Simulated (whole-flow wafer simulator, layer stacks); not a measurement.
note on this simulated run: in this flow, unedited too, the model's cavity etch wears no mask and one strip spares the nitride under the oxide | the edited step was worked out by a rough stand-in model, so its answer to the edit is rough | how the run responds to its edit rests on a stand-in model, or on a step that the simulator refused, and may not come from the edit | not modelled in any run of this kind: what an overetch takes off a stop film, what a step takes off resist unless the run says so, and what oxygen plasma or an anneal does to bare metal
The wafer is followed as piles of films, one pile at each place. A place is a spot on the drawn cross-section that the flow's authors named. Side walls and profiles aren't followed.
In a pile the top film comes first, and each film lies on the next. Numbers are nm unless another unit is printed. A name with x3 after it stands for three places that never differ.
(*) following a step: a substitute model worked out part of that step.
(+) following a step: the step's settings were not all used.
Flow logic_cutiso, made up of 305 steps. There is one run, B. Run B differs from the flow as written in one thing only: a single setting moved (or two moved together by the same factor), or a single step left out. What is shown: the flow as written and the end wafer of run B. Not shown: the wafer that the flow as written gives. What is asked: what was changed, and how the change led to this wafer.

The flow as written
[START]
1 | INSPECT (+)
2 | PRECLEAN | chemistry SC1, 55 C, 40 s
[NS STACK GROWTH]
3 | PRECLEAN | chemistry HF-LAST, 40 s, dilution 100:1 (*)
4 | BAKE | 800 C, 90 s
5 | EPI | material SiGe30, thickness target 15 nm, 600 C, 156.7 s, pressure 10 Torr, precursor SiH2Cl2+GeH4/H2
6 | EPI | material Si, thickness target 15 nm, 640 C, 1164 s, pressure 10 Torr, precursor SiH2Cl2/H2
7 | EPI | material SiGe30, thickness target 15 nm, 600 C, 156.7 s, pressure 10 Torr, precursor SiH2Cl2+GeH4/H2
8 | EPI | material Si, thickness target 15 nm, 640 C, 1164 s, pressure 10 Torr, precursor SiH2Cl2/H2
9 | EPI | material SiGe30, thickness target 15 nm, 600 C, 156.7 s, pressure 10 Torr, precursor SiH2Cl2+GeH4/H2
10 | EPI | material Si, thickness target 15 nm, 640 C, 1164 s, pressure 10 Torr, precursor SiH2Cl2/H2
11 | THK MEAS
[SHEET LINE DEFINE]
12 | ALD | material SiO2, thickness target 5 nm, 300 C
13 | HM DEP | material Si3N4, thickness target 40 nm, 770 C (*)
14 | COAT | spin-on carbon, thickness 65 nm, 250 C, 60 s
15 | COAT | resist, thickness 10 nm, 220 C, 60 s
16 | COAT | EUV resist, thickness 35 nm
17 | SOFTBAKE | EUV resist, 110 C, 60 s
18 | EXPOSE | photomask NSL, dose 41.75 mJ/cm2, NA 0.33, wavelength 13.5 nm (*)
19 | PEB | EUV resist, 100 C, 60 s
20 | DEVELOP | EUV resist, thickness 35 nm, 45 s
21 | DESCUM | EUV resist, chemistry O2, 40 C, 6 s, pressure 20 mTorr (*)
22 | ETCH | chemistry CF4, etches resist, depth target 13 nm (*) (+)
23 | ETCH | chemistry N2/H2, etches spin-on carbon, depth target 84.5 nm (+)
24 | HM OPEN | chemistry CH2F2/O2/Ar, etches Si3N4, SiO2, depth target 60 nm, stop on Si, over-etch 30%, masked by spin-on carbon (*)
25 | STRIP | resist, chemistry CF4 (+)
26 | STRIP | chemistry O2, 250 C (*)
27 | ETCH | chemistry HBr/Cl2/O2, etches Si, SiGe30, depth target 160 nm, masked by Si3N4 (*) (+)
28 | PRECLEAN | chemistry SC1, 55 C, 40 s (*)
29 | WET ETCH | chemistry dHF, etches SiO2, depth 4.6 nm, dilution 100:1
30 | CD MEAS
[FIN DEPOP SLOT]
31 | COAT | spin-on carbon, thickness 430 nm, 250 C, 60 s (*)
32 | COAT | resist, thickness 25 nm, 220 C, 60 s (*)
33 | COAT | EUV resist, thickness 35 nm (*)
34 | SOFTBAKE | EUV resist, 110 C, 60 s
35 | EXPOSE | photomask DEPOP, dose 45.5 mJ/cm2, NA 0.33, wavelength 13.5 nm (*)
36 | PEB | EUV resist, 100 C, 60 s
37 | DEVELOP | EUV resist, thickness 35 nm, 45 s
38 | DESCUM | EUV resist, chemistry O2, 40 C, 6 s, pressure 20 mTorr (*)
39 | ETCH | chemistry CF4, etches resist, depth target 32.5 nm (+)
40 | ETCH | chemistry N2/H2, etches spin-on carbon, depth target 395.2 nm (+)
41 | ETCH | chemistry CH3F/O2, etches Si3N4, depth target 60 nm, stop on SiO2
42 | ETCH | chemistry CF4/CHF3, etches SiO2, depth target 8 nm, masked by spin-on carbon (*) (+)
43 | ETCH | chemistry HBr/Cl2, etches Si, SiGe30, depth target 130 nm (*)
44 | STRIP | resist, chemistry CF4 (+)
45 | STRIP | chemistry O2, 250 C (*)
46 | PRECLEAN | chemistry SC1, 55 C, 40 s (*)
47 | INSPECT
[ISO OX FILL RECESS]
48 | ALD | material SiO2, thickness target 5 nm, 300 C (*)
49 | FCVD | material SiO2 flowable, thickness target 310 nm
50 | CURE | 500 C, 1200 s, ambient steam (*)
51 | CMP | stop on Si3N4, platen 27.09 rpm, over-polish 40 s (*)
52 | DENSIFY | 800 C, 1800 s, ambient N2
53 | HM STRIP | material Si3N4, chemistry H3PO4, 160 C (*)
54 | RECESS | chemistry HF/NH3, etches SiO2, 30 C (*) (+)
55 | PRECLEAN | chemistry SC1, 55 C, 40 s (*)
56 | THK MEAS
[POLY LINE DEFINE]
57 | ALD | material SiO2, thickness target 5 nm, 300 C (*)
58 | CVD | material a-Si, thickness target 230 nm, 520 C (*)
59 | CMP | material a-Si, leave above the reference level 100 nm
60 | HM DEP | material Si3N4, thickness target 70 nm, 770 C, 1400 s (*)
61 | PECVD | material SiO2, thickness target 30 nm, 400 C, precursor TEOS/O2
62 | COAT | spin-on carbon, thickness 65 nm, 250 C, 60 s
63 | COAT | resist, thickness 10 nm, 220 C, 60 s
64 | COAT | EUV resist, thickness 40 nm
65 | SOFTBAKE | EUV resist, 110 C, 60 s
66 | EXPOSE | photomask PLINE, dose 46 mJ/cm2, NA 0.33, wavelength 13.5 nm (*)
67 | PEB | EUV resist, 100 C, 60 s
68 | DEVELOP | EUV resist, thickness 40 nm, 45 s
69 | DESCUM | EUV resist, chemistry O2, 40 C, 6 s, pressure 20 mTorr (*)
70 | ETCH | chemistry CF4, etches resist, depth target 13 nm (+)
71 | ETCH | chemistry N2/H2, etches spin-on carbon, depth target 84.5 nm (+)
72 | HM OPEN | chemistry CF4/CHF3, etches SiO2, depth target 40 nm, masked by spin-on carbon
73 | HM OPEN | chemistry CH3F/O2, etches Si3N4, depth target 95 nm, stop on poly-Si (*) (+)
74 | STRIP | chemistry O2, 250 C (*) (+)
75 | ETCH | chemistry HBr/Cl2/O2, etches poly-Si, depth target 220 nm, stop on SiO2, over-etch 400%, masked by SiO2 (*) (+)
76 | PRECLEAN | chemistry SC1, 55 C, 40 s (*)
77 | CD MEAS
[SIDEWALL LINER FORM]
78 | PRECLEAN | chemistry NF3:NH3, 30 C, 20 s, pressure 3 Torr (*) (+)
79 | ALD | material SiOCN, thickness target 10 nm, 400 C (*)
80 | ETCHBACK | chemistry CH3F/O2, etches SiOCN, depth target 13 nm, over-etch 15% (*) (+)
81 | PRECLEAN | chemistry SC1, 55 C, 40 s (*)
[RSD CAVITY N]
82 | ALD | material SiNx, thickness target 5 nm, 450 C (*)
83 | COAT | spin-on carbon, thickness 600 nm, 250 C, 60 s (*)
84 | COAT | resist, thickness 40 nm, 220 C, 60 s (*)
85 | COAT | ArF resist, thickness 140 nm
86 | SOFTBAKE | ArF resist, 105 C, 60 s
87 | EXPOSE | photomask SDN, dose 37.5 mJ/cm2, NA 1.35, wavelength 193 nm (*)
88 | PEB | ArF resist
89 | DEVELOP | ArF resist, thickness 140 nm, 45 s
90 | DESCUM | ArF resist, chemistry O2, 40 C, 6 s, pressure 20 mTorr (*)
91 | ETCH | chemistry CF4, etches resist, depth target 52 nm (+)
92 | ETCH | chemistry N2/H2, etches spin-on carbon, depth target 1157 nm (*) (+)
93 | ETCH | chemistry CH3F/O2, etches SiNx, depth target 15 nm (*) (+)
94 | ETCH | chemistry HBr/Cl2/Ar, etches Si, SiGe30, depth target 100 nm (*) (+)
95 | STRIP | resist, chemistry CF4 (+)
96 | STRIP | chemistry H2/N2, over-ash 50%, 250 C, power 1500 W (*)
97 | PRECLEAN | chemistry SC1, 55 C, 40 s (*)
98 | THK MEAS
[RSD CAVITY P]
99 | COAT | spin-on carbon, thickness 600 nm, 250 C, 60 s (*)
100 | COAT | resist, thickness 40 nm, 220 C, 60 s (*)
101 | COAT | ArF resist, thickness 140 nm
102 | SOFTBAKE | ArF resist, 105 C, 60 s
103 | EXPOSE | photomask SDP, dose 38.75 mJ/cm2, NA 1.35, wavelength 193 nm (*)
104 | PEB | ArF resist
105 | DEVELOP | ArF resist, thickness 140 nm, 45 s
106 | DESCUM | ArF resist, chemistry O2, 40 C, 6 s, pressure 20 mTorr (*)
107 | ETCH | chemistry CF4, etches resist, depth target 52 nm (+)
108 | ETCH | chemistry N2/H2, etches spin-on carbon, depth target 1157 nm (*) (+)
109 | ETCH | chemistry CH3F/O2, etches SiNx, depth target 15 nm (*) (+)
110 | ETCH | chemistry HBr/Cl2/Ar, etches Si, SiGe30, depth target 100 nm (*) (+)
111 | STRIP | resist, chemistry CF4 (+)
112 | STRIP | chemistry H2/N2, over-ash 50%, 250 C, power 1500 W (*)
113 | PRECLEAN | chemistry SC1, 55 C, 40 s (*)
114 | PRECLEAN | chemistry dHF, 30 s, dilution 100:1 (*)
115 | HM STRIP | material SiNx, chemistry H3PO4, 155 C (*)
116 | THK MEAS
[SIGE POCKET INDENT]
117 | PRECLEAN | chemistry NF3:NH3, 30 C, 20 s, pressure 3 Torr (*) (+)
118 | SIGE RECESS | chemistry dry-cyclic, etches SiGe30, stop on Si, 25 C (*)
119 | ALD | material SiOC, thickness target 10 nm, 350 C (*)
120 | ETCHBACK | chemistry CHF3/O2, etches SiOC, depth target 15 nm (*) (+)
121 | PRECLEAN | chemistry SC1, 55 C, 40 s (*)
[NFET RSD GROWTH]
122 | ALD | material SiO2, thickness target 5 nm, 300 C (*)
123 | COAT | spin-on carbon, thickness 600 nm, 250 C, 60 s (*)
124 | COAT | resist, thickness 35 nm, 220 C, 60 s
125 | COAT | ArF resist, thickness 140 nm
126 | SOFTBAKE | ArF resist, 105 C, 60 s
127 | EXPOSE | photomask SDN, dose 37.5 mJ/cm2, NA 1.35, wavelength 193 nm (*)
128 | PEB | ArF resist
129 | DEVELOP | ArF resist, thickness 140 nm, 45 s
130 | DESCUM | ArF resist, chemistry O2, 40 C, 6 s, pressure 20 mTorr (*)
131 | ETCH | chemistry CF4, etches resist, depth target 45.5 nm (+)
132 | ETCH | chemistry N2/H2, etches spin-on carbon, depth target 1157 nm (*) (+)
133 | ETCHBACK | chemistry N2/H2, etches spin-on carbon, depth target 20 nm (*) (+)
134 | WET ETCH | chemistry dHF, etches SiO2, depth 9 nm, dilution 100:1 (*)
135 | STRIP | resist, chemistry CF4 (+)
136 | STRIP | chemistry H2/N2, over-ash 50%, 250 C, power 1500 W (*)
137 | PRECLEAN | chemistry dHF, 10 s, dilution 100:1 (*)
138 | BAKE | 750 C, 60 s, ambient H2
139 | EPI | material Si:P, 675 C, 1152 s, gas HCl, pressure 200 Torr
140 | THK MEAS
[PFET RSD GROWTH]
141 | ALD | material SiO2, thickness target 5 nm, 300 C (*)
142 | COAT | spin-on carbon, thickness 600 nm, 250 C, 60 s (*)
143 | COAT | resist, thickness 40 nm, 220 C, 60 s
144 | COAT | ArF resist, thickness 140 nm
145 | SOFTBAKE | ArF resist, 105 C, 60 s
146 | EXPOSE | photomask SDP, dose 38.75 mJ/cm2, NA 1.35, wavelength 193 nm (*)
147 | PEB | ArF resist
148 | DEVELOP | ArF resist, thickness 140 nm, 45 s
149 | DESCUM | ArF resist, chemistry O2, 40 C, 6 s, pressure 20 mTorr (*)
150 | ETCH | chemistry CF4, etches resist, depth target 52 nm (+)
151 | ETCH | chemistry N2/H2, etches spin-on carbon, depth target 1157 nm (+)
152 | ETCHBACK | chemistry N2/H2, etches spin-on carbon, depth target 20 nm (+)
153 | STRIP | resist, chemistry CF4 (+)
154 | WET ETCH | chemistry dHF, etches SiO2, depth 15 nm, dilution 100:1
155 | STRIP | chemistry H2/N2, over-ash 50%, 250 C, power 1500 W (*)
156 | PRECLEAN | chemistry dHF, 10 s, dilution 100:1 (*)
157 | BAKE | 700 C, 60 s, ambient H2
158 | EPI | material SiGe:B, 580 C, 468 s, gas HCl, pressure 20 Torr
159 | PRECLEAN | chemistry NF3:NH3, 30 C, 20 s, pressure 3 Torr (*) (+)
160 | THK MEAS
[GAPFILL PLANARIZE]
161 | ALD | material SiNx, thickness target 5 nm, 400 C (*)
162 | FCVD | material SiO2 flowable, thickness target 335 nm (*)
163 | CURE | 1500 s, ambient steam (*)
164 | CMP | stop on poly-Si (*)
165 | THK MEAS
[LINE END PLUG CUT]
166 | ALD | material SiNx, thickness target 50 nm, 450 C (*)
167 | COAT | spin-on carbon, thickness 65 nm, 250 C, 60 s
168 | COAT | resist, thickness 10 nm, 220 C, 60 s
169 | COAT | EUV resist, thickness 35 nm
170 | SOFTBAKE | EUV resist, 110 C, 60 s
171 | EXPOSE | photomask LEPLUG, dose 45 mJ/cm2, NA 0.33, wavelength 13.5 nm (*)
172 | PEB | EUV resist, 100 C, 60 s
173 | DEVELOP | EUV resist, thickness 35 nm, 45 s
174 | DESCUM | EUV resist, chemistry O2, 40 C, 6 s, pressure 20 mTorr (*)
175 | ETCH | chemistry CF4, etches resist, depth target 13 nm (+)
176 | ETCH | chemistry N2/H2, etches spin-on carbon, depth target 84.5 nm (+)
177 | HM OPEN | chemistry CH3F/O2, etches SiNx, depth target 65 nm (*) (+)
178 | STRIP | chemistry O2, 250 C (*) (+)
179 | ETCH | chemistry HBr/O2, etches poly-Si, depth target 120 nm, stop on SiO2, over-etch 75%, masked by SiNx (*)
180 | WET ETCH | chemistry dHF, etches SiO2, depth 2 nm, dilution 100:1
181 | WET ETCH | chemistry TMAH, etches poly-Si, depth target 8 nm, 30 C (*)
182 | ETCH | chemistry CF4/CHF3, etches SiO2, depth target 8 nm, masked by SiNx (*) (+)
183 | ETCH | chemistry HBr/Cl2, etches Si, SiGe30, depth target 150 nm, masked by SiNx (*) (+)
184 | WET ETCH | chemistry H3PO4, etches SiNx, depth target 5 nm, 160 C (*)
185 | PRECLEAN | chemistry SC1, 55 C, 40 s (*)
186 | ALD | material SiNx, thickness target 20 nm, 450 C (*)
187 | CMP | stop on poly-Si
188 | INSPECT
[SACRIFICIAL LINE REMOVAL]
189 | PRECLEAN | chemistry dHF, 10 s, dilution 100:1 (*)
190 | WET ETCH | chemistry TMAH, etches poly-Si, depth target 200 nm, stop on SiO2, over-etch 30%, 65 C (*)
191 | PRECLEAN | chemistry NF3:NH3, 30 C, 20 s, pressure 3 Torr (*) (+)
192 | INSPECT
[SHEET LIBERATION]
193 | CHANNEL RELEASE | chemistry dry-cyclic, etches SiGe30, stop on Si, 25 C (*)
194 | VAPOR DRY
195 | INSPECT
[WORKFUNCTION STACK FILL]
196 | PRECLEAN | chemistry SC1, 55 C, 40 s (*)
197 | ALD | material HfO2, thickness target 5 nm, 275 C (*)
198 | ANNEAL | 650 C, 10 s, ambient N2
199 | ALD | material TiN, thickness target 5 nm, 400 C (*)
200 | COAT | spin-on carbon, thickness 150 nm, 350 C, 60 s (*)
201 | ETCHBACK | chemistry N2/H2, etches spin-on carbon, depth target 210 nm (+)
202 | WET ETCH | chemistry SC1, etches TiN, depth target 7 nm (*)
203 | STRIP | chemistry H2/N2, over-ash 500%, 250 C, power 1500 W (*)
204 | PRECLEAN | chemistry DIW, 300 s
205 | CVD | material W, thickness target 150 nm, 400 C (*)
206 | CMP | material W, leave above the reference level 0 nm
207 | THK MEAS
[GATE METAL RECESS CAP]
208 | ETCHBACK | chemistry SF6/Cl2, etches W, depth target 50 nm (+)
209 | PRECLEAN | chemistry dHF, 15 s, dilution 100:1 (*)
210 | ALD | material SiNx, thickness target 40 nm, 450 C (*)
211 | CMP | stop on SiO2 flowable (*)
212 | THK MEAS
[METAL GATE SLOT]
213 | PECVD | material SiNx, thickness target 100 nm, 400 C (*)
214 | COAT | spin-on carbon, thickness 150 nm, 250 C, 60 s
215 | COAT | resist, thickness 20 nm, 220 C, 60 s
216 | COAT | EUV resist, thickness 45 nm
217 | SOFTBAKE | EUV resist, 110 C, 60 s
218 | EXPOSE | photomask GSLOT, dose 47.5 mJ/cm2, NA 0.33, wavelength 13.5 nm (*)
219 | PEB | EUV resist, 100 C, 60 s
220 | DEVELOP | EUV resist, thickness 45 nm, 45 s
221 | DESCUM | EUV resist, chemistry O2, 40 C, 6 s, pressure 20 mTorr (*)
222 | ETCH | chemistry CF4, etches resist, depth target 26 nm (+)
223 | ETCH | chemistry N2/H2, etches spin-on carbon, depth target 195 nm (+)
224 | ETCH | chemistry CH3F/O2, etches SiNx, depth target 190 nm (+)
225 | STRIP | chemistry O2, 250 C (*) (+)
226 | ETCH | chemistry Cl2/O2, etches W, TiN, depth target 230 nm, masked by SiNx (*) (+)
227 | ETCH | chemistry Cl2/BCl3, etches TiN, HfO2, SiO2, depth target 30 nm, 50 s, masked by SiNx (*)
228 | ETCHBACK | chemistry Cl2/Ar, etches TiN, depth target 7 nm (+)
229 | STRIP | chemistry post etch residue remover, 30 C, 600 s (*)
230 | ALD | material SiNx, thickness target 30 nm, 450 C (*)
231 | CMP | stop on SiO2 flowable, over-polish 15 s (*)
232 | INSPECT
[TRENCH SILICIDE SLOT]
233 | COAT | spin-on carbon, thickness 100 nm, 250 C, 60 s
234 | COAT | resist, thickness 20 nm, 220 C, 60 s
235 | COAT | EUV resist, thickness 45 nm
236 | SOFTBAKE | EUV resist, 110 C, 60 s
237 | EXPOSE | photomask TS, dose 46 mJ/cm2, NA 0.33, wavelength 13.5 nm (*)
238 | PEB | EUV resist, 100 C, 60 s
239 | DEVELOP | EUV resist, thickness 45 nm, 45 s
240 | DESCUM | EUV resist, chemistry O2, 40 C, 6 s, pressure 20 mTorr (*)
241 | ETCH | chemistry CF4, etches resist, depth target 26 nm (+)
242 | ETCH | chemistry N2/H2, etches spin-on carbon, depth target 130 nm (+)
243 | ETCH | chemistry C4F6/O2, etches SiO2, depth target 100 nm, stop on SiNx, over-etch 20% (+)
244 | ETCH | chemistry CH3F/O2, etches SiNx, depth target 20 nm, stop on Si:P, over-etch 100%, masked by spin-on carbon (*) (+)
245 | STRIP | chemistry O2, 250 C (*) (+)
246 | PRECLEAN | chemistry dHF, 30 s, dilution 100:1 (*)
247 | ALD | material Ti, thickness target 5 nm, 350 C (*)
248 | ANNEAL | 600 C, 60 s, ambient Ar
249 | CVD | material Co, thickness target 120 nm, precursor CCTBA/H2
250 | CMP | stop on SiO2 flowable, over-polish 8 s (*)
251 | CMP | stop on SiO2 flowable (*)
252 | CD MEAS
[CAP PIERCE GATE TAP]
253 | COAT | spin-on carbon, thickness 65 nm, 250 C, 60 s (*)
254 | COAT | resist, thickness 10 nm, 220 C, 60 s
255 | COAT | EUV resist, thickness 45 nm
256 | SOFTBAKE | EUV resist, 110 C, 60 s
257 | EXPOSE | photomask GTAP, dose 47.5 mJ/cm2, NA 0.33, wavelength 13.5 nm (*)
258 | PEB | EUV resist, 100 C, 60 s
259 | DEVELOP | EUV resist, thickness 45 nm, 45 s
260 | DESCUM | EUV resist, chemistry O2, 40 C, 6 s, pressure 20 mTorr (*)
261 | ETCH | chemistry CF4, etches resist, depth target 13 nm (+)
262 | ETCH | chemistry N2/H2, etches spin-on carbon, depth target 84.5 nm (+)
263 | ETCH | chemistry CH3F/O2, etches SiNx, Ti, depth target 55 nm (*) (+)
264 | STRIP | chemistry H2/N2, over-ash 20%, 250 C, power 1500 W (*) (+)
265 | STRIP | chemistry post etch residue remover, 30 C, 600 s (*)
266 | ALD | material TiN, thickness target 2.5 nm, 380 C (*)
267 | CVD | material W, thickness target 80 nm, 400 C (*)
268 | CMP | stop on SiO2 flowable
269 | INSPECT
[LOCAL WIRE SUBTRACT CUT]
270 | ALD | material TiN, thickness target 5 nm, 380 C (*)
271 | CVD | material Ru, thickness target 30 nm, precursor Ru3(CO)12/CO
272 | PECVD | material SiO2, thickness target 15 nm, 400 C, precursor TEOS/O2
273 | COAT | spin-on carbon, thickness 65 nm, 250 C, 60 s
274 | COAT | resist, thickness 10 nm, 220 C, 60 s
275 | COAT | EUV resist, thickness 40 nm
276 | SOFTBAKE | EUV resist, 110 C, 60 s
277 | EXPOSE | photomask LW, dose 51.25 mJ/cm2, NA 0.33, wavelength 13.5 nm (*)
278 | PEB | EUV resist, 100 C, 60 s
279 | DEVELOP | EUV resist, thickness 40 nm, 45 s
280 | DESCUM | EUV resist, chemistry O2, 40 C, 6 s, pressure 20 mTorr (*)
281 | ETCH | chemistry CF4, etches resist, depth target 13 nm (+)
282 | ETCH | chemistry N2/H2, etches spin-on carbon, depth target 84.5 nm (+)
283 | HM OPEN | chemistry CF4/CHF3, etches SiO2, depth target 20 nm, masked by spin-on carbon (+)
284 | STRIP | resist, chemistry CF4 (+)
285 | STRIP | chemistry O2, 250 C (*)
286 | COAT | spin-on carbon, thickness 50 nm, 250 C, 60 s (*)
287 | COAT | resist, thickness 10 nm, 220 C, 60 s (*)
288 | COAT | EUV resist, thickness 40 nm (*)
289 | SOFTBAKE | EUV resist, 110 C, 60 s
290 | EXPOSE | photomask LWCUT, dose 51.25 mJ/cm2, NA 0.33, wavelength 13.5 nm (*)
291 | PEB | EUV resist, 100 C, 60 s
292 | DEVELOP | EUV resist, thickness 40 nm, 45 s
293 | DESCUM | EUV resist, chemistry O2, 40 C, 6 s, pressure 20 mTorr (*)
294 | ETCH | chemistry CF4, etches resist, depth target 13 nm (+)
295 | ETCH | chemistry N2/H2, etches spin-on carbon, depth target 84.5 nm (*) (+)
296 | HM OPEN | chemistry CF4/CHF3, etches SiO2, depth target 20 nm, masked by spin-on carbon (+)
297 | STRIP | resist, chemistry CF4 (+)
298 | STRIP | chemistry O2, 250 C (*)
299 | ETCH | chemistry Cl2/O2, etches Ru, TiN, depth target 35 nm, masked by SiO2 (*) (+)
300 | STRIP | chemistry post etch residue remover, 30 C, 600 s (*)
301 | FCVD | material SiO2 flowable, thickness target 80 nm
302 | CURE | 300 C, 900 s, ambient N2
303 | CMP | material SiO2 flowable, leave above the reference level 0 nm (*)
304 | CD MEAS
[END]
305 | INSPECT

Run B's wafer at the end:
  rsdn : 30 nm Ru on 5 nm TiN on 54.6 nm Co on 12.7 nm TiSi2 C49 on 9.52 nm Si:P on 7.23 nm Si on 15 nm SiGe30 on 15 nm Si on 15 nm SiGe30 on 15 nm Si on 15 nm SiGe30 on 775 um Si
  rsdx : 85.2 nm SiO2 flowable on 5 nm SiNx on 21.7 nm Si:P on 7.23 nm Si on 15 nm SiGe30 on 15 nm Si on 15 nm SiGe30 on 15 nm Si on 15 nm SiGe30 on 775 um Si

The reason: step 92, ETCH: depth target 462.8 nm was run, whereas the flow has depth target 1157 nm.

Step by step, how the change led to this:
  92 | ETCH | chemistry N2/H2, etches spin-on carbon, depth target 1157 nm (*) (+)
      gl, gxn, tap: -462.8 spin-on carbon (in the flow as written it would be: -522.7 spin-on carbon (all of it), -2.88 SiNx)
      lnr, lnrt: -462.8 spin-on carbon (in the flow as written it would be: -524.9 spin-on carbon (all of it), -2.85 SiNx)
      (as well as at 17 more places)
  93 | ETCH | chemistry CH3F/O2, etches SiNx, depth target 15 nm (*) (+)
      depop, dpovl, gfld and 12 more: nothing (in the flow as written it would be: -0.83 resist)
      gl, gxn, tap: nothing (in the flow as written it would be: -2.12 SiNx (all of it), -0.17 SiO2)
      (as well as at 4 more places)
  94 | ETCH | chemistry HBr/Cl2/Ar, etches Si, SiGe30, depth target 100 nm (*) (+)
      rsdn, rsdx: nothing (in the flow as written it would be: -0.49 chemical SiO2 (all of it), -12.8 Si (all of it), -15 SiGe30 (all of it), -15 Si (all of it), -15 SiGe30 (all of it), -15 Si (all of it), -15 SiGe30 (all of it), -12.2 Si)
  95 | STRIP | resist, chemistry CF4 (+)
      depop, dpovl, gfld and 9 more: -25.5 resist (all of it) (in the flow as written it would be: -13 resist (all of it))
      lnrp, plug: -25.4 resist (all of it) (in the flow as written it would be: -12.9 resist (all of it))
      (as well as at 1 more place)
  96 | STRIP | chemistry H2/N2, over-ash 50%, 250 C, power 1500 W (*)
      gl, gxn, tap: -59.9 spin-on carbon (all of it) (in the flow as written it would be: nothing)
      lnr, lnrt: -62.1 spin-on carbon (all of it) (in the flow as written it would be: nothing)
      (as well as at 2 more places)
  99 | COAT | spin-on carbon, thickness 600 nm, 250 C, 60 s (*)
      gl, gxn: +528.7 spin-on carbon (new film) (in the flow as written it would be: +514.9 spin-on carbon (new film))
      glp, gxp: +528.7 spin-on carbon (new film) (in the flow as written it would be: +509.9 spin-on carbon (new film))
      (as well as at 13 more places)
  108 | ETCH | chemistry N2/H2, etches spin-on carbon, depth target 1157 nm (*) (+)
      depop, dpovl, gfld and 14 more: -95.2 ArF resist (all of it), -26.2 resist (in the flow as written it would be: -95.2 ArF resist (all of it), -25.2 resist)
      glp, gxp: -522.7 spin-on carbon (all of it), -2.88 SiNx (in the flow as written it would be: -503.9 spin-on carbon (all of it), -2.78 SiNx)
      (as well as at 3 more places)
  111 | STRIP | resist, chemistry CF4 (+)
      depop, dpovl, gfld and 6 more: -13 resist (all of it) (in the flow as written it would be: -14 resist (all of it))
      gl, gxf, gxn, lnr, lnrt, rsdn, rsdx: -13 resist (all of it) (in the flow as written it would be: -14.1 resist (all of it))
      (as well as at 1 more place)
  112 | STRIP | chemistry H2/N2, over-ash 50%, 250 C, power 1500 W (*)
      gl, gxn: -528.7 spin-on carbon (all of it) (in the flow as written it would be: -514.9 spin-on carbon (all of it))
      lnr, lnrt: -530.9 spin-on carbon (all of it) (in the flow as written it would be: -517.6 spin-on carbon (all of it))
      (as well as at 8 more places)
  114 | PRECLEAN | chemistry dHF, 30 s, dilution 100:1 (*)
      gl, gxn, tap: -1 SiNx (in the flow as written it would be: -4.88 SiO2)
      lnr, lnrt: -1 SiNx (in the flow as written it would be: -0.49 SiOCN)
      (as well as at 2 more places)
  115 | HM STRIP | material SiNx, chemistry H3PO4, 155 C (*)
      gl, gxn, tap: -3.99 SiNx (all of it), -0.18 SiO2 (in the flow as written it would be: -0.47 SiO2)
      lnr, lnrt: -3.99 SiNx (all of it), -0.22 SiOCN (in the flow as written it would be: -0.58 SiOCN)
      (as well as at 2 more places)
  119 | ALD | material SiOC, thickness target 10 nm, 350 C (*)
      gxn: +10 SiOC (new film) (in the flow as written it would be: +11 SiOC (new film))
  120 | ETCHBACK | chemistry CHF3/O2, etches SiOC, depth target 15 nm (*) (+)
      gl, tap: -10 SiOC (all of it), -5 SiO2 (in the flow as written it would be: -10 SiOC (all of it), -4.21 SiO2 (all of it), -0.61 Si3N4)
      rsdn, rsdx: -10 SiOC (all of it), -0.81 Si (in the flow as written it would be: -10 SiOC (all of it))
      (as well as at 1 more place)
  122 | ALD | material SiO2, thickness target 5 nm, 300 C (*)
      gl, tap: +5 SiO2 (in the flow as written it would be: +5 SiO2 (new film))
      gxn: +5 SiO2 (in the flow as written it would be: +6.76 SiO2 (new film))
  123 | COAT | spin-on carbon, thickness 600 nm, 250 C, 60 s (*)
      gfld, lnrp: +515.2 spin-on carbon (new film) (in the flow as written it would be: +501.8 spin-on carbon (new film))
      gxf, plug: +515.3 spin-on carbon (new film) (in the flow as written it would be: +501.8 spin-on carbon (new film))
      (as well as at 8 more places)
  132 | ETCH | chemistry N2/H2, etches spin-on carbon, depth target 1157 nm (*) (+)
      gl, tap: -510 spin-on carbon (all of it), -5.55 SiO2 (in the flow as written it would be: -501.7 spin-on carbon (all of it), -5 SiO2 (all of it), -0.5 Si3N4)
      rsdn, rsdx: -691.8 spin-on carbon (all of it), -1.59 SiO2 (in the flow as written it would be: -778.1 spin-on carbon (all of it))
      (as well as at 3 more places)
  ... another 6 steps ...
  164 | CMP | stop on poly-Si (*)
      gxn: -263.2 SiO2 flowable (all of it), -5 SiNx (all of it), -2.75 SiO2 (all of it), -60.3 Si3N4 (all of it) (in the flow as written it would be: -264.5 SiO2 flowable (all of it), -5 SiNx (all of it), -1.12 SiO2 (all of it), -60.3 Si3N4 (all of it))
      lnr: -259.6 SiO2 flowable (all of it), -5 SiNx (all of it), -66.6 SiOCN (in the flow as written it would be: -260.9 SiO2 flowable (all of it), -5 SiNx (all of it), -65.1 SiOCN)
      (as well as at 1 more place)
